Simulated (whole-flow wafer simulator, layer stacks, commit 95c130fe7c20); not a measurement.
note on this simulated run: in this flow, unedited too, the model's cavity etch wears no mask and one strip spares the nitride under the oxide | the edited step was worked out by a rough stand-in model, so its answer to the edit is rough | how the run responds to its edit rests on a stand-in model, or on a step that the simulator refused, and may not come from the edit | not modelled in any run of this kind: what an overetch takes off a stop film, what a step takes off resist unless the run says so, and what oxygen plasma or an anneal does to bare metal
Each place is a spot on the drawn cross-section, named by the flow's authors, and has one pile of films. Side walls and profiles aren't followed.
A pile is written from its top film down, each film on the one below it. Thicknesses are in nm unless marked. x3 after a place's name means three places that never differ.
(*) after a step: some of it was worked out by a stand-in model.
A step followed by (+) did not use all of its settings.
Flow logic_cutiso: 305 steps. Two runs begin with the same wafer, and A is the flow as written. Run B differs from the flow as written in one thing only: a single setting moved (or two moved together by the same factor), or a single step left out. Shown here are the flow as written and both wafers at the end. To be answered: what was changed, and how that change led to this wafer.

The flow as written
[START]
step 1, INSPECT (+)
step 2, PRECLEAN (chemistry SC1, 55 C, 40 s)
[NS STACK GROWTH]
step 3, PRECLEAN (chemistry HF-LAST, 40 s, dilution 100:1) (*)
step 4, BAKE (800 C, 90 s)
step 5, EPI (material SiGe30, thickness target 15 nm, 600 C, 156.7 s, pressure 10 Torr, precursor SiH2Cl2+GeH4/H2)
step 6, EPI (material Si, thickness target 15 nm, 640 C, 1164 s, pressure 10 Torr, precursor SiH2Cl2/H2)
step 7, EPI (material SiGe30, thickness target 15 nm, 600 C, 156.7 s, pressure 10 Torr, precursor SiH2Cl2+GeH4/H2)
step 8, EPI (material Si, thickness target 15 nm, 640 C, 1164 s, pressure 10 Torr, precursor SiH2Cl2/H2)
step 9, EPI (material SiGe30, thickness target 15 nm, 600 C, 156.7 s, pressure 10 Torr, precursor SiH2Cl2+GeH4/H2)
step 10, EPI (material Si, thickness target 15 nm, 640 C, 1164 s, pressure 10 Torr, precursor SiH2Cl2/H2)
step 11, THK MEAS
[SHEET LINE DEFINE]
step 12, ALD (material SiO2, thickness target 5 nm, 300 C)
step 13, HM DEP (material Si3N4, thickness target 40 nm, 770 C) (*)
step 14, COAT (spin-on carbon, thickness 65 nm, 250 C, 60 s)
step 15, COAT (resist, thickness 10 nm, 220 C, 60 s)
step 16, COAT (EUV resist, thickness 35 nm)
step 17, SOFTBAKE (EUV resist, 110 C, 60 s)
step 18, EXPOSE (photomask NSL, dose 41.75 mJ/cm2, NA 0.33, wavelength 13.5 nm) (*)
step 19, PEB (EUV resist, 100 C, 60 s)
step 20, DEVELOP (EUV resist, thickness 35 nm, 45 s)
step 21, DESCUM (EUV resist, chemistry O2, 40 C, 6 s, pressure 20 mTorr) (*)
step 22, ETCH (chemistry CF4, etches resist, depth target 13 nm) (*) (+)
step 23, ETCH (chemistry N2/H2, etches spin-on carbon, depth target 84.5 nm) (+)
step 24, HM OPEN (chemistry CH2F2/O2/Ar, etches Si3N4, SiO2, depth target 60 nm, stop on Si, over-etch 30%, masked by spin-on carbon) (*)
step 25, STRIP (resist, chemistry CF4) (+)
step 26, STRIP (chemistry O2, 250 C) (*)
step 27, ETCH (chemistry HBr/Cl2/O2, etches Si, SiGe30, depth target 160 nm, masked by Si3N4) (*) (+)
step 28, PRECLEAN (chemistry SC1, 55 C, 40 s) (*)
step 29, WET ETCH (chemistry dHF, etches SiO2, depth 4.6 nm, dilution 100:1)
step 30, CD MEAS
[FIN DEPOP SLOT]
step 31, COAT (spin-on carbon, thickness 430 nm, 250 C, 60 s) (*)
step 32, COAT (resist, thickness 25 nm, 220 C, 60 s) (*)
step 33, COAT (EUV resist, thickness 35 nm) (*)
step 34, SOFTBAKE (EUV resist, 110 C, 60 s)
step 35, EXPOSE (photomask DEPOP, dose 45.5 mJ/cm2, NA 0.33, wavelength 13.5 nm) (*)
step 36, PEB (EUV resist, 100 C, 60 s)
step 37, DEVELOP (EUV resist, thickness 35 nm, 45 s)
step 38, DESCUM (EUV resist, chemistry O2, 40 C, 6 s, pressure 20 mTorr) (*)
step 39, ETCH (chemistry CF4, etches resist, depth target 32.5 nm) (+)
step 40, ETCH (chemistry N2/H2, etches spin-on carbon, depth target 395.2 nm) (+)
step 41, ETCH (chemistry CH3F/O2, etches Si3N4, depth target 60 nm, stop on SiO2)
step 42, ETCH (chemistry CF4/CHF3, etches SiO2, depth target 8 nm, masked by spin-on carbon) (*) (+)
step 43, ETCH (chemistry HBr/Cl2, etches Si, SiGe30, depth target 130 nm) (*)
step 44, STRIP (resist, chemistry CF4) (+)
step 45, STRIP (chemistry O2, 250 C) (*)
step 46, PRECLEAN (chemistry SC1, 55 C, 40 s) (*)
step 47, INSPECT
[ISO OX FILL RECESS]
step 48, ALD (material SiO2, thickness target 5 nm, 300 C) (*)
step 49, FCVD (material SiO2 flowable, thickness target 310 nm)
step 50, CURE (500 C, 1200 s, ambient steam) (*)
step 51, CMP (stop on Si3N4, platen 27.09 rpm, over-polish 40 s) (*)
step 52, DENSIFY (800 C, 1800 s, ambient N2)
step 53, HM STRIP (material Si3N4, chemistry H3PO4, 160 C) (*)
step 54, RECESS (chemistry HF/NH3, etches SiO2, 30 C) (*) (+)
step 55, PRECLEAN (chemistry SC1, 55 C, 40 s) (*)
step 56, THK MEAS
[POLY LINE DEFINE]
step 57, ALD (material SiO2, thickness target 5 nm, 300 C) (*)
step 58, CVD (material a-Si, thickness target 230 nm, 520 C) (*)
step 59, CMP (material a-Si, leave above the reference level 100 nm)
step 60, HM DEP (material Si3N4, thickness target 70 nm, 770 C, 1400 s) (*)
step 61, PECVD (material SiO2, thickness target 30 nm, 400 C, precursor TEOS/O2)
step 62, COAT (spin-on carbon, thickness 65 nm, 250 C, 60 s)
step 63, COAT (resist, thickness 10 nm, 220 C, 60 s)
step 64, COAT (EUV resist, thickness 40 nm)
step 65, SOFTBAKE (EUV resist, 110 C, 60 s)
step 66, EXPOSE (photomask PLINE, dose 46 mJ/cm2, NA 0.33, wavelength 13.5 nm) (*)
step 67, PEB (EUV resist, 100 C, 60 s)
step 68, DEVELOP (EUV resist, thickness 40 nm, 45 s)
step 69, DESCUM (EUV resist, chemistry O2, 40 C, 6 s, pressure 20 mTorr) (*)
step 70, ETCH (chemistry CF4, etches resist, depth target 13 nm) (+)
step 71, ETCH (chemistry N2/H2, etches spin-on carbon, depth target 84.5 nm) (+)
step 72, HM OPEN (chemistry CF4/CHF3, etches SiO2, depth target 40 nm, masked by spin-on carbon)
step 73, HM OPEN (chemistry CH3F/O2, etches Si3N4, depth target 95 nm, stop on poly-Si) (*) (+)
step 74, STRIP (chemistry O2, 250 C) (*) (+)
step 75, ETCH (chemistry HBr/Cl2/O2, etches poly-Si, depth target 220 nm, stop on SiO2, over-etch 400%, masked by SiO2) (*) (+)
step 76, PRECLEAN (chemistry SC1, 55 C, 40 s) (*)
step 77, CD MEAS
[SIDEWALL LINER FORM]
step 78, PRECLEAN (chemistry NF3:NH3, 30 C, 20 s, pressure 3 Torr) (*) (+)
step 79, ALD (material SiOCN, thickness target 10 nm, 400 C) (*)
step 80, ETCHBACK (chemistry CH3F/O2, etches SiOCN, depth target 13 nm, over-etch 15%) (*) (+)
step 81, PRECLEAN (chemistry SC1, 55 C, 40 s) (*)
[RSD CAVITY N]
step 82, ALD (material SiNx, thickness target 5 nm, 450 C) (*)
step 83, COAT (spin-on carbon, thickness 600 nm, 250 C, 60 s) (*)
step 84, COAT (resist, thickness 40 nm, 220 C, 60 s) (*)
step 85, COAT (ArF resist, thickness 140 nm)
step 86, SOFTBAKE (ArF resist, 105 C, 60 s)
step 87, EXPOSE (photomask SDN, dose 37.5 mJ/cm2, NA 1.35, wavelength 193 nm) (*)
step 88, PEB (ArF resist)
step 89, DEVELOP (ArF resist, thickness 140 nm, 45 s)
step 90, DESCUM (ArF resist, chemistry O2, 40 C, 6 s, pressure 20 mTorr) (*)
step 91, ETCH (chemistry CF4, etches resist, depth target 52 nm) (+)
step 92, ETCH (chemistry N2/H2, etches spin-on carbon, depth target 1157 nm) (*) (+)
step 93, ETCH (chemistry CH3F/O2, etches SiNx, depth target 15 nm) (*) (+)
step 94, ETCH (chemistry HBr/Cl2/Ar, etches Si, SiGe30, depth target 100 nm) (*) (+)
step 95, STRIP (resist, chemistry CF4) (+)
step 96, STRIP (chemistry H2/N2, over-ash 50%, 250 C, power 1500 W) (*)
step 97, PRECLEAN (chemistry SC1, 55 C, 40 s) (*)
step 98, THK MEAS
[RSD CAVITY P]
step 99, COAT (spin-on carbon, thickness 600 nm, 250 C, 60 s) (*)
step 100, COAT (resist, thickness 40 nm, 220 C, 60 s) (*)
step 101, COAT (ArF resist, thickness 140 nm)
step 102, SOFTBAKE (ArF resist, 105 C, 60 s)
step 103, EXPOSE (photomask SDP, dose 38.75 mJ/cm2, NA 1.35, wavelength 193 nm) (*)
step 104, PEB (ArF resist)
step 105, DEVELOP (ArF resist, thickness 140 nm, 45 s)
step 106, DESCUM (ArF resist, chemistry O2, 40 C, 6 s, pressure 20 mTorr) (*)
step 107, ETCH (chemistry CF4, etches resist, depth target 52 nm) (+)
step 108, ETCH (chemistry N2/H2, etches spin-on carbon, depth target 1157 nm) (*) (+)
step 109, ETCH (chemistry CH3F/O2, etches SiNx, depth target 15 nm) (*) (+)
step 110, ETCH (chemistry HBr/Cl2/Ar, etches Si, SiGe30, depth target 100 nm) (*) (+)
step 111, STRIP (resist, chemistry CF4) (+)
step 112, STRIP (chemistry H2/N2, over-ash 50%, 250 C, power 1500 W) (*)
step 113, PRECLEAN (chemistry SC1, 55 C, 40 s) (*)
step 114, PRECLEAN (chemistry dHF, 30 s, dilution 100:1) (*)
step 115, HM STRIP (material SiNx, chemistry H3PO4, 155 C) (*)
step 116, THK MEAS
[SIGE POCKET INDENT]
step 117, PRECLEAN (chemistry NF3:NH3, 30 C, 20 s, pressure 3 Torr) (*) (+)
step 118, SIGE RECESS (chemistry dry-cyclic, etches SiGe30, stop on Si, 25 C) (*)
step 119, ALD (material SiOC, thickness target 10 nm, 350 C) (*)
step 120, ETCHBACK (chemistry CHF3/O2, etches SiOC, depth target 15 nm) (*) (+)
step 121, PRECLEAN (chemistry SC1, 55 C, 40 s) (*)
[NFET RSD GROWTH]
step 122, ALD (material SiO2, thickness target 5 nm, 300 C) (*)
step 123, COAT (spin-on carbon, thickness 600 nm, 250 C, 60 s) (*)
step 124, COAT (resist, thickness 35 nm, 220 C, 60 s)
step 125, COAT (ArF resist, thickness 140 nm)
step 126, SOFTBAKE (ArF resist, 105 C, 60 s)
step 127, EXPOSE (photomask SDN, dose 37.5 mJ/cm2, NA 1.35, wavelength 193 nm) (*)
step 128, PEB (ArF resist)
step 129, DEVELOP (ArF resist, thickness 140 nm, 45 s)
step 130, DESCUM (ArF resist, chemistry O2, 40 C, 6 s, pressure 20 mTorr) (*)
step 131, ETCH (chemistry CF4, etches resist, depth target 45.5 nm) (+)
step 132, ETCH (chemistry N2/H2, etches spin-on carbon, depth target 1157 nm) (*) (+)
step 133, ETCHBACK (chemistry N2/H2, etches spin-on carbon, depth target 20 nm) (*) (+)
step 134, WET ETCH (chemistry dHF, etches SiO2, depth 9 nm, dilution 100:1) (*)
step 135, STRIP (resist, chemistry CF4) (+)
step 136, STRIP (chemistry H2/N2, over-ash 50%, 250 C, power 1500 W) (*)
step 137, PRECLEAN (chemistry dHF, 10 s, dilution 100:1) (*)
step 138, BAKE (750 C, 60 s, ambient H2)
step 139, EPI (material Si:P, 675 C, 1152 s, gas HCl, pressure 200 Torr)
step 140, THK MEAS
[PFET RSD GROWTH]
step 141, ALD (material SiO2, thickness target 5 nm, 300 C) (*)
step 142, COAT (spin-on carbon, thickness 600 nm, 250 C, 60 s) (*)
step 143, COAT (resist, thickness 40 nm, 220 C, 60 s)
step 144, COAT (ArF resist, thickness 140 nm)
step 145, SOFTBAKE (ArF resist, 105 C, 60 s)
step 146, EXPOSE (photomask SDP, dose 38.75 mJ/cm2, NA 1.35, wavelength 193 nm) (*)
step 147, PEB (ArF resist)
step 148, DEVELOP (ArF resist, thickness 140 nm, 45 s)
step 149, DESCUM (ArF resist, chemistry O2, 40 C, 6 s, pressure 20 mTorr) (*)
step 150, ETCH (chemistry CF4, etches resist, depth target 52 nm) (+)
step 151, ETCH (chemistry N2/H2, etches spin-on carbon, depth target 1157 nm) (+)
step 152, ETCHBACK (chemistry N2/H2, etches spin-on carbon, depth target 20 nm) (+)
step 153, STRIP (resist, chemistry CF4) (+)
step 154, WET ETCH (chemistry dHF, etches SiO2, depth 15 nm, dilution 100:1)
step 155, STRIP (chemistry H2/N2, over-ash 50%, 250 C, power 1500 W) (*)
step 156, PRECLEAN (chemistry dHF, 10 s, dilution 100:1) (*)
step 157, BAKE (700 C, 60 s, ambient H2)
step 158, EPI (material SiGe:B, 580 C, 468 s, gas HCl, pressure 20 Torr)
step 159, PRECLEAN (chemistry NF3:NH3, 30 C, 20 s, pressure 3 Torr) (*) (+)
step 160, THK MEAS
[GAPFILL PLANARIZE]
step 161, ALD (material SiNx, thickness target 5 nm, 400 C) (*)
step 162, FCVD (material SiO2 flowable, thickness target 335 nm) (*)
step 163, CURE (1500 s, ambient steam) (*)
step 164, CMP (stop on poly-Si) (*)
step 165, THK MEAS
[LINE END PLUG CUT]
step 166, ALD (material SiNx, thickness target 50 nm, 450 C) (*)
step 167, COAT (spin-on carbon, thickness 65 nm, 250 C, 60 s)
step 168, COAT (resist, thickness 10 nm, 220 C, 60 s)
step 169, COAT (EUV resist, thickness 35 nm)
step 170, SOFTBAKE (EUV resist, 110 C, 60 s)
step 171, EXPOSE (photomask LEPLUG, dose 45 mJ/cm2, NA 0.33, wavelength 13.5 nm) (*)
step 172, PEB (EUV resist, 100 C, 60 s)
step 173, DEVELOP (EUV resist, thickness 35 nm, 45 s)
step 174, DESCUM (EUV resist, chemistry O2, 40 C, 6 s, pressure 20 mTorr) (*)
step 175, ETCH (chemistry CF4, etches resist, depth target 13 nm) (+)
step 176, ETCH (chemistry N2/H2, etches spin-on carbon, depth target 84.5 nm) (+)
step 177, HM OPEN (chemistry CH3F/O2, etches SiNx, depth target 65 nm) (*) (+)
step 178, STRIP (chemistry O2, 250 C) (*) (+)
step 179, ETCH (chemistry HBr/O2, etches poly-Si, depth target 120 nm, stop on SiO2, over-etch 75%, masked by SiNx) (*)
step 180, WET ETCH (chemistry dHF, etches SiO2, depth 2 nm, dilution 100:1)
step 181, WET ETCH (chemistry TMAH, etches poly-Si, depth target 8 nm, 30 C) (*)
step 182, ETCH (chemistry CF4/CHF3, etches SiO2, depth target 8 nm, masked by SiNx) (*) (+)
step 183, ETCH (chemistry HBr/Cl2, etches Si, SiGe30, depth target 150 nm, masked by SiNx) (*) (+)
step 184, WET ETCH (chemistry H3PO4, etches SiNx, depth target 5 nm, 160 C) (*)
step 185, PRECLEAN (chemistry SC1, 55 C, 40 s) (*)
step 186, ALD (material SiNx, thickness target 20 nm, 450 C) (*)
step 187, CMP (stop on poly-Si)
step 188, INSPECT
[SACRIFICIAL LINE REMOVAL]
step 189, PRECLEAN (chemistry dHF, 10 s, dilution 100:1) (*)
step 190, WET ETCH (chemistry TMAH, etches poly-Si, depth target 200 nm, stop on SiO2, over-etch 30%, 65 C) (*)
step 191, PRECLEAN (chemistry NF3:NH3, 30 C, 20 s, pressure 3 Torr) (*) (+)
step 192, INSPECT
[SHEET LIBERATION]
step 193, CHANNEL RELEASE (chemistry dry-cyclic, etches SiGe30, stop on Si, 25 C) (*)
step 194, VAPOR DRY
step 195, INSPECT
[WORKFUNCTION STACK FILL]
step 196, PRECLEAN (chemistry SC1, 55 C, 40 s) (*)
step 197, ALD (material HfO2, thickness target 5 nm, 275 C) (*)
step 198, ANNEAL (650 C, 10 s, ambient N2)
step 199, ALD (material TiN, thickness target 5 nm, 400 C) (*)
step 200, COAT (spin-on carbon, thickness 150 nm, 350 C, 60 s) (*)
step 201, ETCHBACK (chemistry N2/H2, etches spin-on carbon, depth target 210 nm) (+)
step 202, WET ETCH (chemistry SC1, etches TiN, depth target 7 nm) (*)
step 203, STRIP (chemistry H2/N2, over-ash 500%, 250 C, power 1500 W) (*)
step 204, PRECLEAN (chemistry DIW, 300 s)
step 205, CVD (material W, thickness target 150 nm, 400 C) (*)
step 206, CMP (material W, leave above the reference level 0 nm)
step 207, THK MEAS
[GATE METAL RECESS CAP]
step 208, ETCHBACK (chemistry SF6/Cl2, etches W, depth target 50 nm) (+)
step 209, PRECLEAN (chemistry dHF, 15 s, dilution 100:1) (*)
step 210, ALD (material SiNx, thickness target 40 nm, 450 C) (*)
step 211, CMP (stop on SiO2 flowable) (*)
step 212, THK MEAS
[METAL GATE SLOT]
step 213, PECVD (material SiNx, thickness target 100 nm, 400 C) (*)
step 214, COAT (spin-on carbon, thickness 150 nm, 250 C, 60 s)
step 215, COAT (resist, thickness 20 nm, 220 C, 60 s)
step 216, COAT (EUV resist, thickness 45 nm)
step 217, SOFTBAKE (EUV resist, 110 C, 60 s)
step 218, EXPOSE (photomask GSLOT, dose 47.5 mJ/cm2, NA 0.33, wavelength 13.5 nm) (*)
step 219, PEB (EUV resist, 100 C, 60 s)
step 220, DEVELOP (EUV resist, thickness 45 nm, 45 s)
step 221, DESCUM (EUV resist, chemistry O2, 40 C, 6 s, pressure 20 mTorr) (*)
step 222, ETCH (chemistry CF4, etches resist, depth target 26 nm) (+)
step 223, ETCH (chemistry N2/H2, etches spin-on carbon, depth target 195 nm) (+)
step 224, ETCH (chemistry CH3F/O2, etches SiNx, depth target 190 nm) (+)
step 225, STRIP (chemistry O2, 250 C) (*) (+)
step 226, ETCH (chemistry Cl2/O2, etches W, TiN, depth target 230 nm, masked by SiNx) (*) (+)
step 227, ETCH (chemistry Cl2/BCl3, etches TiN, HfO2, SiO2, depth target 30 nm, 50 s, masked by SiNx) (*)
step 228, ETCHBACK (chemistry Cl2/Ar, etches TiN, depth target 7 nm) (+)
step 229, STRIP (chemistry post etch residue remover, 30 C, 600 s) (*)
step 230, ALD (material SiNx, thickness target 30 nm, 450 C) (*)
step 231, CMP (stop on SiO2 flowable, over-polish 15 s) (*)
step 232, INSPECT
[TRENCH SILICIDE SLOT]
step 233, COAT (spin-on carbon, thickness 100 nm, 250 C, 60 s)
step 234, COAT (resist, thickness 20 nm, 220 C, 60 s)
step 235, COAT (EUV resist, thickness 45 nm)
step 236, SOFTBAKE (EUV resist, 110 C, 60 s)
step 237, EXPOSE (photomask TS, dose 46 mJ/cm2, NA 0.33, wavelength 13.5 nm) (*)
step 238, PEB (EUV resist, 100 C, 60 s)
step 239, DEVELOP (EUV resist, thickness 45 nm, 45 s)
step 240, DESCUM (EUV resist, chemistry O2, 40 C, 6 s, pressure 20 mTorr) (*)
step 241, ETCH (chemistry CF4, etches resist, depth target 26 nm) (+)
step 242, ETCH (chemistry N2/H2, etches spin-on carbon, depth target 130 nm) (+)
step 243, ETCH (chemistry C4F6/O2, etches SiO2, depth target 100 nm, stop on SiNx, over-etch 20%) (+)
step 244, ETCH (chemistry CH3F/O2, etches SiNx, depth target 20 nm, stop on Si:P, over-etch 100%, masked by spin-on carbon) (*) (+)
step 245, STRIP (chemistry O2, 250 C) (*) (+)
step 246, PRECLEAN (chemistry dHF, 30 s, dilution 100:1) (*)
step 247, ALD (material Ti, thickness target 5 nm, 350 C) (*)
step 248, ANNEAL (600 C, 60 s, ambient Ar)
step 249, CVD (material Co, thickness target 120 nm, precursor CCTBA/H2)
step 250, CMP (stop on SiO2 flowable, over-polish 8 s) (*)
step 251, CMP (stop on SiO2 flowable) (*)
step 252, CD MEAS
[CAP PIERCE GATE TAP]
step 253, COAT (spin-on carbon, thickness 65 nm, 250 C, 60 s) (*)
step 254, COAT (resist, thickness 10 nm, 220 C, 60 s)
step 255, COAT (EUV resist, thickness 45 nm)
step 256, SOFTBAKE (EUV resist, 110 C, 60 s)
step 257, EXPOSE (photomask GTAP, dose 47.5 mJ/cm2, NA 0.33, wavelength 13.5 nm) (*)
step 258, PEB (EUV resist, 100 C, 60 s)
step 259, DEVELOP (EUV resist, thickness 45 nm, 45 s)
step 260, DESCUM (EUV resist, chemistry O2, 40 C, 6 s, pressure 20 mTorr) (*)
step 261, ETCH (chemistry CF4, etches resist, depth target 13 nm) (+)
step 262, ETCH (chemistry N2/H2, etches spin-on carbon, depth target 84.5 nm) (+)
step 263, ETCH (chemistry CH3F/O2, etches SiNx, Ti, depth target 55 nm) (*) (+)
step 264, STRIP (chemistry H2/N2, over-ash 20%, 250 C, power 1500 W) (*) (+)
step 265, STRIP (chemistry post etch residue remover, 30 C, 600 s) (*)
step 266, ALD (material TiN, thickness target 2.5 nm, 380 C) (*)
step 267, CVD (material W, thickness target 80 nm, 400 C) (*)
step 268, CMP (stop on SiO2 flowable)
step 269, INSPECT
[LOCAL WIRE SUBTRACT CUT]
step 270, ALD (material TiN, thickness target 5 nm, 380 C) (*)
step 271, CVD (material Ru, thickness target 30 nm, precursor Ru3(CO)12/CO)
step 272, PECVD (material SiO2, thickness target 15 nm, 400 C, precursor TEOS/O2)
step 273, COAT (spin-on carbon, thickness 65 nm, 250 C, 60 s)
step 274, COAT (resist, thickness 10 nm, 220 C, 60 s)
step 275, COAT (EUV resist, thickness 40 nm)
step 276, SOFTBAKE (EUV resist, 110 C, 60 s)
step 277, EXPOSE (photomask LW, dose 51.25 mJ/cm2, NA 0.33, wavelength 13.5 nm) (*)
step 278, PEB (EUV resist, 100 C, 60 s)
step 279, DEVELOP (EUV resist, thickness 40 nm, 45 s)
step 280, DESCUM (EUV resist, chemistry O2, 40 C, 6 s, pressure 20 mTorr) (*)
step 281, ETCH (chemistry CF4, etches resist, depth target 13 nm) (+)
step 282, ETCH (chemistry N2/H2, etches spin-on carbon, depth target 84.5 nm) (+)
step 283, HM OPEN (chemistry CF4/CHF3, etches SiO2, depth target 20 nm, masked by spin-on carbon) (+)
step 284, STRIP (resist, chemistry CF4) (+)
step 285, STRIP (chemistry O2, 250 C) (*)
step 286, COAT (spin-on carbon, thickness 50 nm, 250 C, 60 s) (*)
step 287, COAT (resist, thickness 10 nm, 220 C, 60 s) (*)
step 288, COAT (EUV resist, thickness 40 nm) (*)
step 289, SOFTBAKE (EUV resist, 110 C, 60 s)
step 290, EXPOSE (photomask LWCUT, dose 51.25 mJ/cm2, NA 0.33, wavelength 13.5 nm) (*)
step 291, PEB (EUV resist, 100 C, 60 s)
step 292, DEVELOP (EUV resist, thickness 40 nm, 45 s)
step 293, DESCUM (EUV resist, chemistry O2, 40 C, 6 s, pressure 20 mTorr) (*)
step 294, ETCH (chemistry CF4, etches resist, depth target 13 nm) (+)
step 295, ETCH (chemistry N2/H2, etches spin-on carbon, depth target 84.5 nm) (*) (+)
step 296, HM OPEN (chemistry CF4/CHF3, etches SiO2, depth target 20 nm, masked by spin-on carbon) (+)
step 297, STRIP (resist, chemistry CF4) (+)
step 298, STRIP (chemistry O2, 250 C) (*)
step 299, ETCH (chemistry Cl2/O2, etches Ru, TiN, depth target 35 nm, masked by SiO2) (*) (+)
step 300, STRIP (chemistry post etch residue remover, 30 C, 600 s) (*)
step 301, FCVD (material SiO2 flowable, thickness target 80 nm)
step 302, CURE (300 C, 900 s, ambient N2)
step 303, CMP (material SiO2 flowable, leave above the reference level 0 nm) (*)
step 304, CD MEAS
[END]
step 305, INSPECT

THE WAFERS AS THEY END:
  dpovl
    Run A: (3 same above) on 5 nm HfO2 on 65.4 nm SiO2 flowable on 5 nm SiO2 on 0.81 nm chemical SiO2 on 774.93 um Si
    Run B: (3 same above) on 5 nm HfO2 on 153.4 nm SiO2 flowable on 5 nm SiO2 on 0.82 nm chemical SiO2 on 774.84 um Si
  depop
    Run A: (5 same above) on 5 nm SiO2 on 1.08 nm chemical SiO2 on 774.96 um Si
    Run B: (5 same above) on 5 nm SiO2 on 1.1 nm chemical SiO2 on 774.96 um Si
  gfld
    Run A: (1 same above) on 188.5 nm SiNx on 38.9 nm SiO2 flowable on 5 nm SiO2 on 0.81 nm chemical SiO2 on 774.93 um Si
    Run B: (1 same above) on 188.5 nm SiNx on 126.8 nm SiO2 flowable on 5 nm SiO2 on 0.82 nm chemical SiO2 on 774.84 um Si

Cause: step 27, ETCH: depth target 248 nm was run, though the flow has depth target 160 nm.

How this came from the change, step by step:
  step 27, ETCH (chemistry HBr/Cl2/O2, etches Si, SiGe30, depth target 160 nm, masked by Si3N4) (*) (+)
      depop, gl, glp and 12 more: A -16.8 Si3N4 | B -24.8 Si3N4
      gfld, gxf, iso, lnri: A -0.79 chemical SiO2 (all of it), -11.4 Si (all of it), -15 SiGe30 (all of it), -15 Si (all of it), -15 SiGe30 (all of it), -15 Si (all of it), -15 SiGe30 (all of it), -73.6 Si | B -0.79 chemical SiO2 (all of it), -11.4 Si (all of it), -15 SiGe30 (all of it), -15 Si (all of it), -15 SiGe30 (all of it), -15 Si (all of it), -15 SiGe30 (all of it), -161.6 Si
      (and at 3 other places as well)
  step 31, COAT (spin-on carbon, thickness 430 nm, 250 C, 60 s) (*)
      dpovl, nsgap: A +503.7 spin-on carbon (new film) | B +534.5 spin-on carbon (new film)
      glp, tap: A +380.2 spin-on carbon (new film) | B +359.4 spin-on carbon (new film)
      (and at 18 other places as well)
  step 40, ETCH (chemistry N2/H2, etches spin-on carbon, depth target 395.2 nm) (+)
      depop: A -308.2 spin-on carbon (all of it), -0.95 Si3N4 | B -259 spin-on carbon (all of it), -1.48 Si3N4
  step 41, ETCH (chemistry CH3F/O2, etches Si3N4, depth target 60 nm, stop on SiO2)
      gfld, gl, glp and 17 more: A -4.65 resist | B -2.94 resist
      depop: A -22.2 Si3N4 (all of it), -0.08 SiO2 | B -13.7 Si3N4 (all of it), -0.08 SiO2
      (and at 1 other place as well)
  step 42, ETCH (chemistry CF4/CHF3, etches SiO2, depth target 8 nm, masked by spin-on carbon) (*) (+)
      gl: A -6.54 resist (all of it), -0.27 spin-on carbon | B -7.38 resist
      gxf: A -7.42 resist (all of it) | B -7.38 resist
      (and at 16 other places as well)
  step 43, ETCH (chemistry HBr/Cl2, etches Si, SiGe30, depth target 130 nm) (*)
      gl: A -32 spin-on carbon | B -0.89 resist (all of it), -30.8 spin-on carbon
      gxf: A -32 spin-on carbon | B -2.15 resist (all of it), -29 spin-on carbon
      (and at 10 other places as well)
  step 45, STRIP (chemistry O2, 250 C) (*)
      gfld, lnri: A +0.82 chemical SiO2 (new film), -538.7 spin-on carbon (all of it), -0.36 Si | B +0.83 chemical SiO2 (new film), -600.2 spin-on carbon (all of it), -0.37 Si
      glp, tap: A -347.6 spin-on carbon (all of it) | B -327.3 spin-on carbon (all of it)
      (and at 17 other places as well)
  step 49, FCVD (material SiO2 flowable, thickness target 310 nm)
      gl, glp, gxn and 10 more: A +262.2 SiO2 flowable (new film) | B +242.3 SiO2 flowable (new film)
      gfld, gxf, iso, lnri: A +453.9 SiO2 flowable (new film) | B +513.9 SiO2 flowable (new film)
      (and at 5 other places as well)
  step 50, CURE (500 C, 1200 s, ambient steam) (*)
      depop: A -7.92 SiO2 flowable | B -7.28 SiO2 flowable
      dpovl: A -7.92 SiO2 flowable | B -7.29 SiO2 flowable
      (and at 12 other places as well)
  step 51, CMP (stop on Si3N4, platen 27.09 rpm, over-polish 40 s) (*)
      dpovl, isow: A -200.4 SiO2 flowable | B -163.5 SiO2 flowable
      gxn, gxp: A -253 SiO2 flowable (all of it), -5 SiO2 (all of it), -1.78 Si3N4 | B -233.4 SiO2 flowable (all of it), -5 SiO2 (all of it), -1.78 Si3N4
      (and at 18 other places as well)
  step 52, DENSIFY (800 C, 1800 s, ambient N2)
      gfld, gxf, iso, lnri: A -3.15 SiO2 flowable | B -5.06 SiO2 flowable
      dpovl: A -2.82 SiO2 flowable | B -3.7 SiO2 flowable
      (and at 2 other places as well)
  step 53, HM STRIP (material Si3N4, chemistry H3PO4, 160 C) (*)
      gl, glp, gxn and 11 more: A -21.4 Si3N4 (all of it), -0.36 SiO2 | B -13.4 Si3N4 (all of it), -0.23 SiO2
      depop, dpovl, gfld, gxf, iso, isow, lnri, nsgap: A -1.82 SiO2 flowable | B -1.14 SiO2 flowable
  step 54, RECESS (chemistry HF/NH3, etches SiO2, 30 C) (*) (+)
      gfld, gxf, iso, lnri: A -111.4 SiO2 flowable | B -102.2 SiO2 flowable
      depop: A -111.9 SiO2 flowable | B -104.7 SiO2 flowable
      (and at 3 other places as well)
